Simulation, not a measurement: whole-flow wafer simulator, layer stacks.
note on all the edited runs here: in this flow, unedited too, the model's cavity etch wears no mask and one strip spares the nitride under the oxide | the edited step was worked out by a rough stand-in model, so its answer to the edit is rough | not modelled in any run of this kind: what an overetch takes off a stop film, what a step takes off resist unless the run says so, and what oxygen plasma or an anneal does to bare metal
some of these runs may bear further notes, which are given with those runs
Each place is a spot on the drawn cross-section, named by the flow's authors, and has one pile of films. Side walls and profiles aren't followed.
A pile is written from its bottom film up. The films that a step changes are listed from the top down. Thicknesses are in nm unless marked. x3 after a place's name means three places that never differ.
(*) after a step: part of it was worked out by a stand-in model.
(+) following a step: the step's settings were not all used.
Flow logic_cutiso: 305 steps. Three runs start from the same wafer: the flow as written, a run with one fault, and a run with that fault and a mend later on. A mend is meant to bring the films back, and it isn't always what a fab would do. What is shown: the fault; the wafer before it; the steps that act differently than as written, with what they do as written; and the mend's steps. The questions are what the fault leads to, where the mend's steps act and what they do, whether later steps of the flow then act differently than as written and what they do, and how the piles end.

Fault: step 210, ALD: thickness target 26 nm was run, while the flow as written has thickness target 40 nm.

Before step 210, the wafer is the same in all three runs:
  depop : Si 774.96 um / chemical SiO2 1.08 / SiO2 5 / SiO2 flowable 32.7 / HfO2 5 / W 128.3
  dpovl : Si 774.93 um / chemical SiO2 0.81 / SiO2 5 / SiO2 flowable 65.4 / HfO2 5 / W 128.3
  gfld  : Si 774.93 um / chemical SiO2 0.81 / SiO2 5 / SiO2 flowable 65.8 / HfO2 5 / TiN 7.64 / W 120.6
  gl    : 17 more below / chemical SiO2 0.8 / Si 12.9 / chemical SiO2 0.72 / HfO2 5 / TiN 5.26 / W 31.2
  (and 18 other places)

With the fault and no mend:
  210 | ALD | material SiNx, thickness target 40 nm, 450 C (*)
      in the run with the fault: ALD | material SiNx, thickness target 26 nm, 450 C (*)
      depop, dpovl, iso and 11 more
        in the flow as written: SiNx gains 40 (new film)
        in the run with the fault: SiNx gains 26 (new film)
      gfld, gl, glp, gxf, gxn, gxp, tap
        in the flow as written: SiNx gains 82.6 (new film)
        in the run with the fault: SiNx gains 68.6 (new film)
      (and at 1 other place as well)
  Steps further on in the flow that do not act as written (13 more steps, not shown, differ only slightly: by at most 2% or 0.5 nm, whichever is larger):
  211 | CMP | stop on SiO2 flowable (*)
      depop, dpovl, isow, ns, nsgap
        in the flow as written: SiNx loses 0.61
        in the run with the fault: nothing
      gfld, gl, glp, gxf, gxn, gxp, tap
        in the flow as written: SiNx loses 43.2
        in the run with the fault: SiNx loses 28.8
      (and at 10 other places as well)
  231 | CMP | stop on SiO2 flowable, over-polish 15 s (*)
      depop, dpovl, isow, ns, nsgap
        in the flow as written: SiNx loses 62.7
        in the run with the fault: SiNx loses 48.9
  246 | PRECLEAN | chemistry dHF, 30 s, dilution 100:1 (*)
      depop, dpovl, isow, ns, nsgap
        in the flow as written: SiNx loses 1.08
        in the run with the fault: SiNx loses 0.52
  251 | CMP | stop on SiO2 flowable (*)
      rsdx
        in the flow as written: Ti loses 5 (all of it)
        in the run with the fault: Ti loses 4.21
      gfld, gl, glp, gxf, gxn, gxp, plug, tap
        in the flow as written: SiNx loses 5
        in the run with the fault: SiNx loses 4.48
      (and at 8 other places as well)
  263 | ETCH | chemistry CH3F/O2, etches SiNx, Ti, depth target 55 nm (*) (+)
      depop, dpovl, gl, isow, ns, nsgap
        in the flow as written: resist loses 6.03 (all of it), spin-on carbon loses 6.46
        in the run with the fault: resist loses 6.03 (all of it), spin-on carbon loses 7.13
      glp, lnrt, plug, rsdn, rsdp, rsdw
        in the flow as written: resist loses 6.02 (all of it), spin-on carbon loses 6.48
        in the run with the fault: resist loses 6.02 (all of it), spin-on carbon loses 7.15
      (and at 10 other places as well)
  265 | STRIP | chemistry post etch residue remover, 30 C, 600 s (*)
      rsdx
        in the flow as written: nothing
        in the run with the fault: Ti loses 0.79 (all of it)
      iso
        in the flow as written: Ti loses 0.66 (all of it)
        in the run with the fault: Ti loses 1.21 (all of it)
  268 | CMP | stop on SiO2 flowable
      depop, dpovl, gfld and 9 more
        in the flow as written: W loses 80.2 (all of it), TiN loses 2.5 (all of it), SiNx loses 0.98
        in the run with the fault: W loses 80.2 (all of it), TiN loses 2.5 (all of it), SiNx loses 1.59
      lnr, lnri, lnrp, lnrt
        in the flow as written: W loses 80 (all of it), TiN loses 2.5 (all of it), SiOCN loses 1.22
        in the run with the fault: W loses 80 (all of it), TiN loses 2.5 (all of it), SiOCN loses 1.83
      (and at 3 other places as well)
  At the end the piles are close to the flow's at the places that both follow, differing by at most 2% or 0.5 nm, whichever is larger.

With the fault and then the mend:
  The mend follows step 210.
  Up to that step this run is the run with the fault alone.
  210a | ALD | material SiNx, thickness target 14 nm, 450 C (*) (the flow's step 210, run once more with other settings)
      depop, dpovl, gfld and 19 more
        SiNx gains 14
  Steps further on in the flow that do not act as written (4 more steps, not shown, differ only slightly: by at most 2% or 0.5 nm, whichever is larger):
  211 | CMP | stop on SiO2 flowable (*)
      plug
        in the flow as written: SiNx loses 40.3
        in the run with the mend: SiNx loses 38.4
  At the end the piles are close to the flow's at the places that both follow, differing by at most 2% or 0.5 nm, whichever is larger.
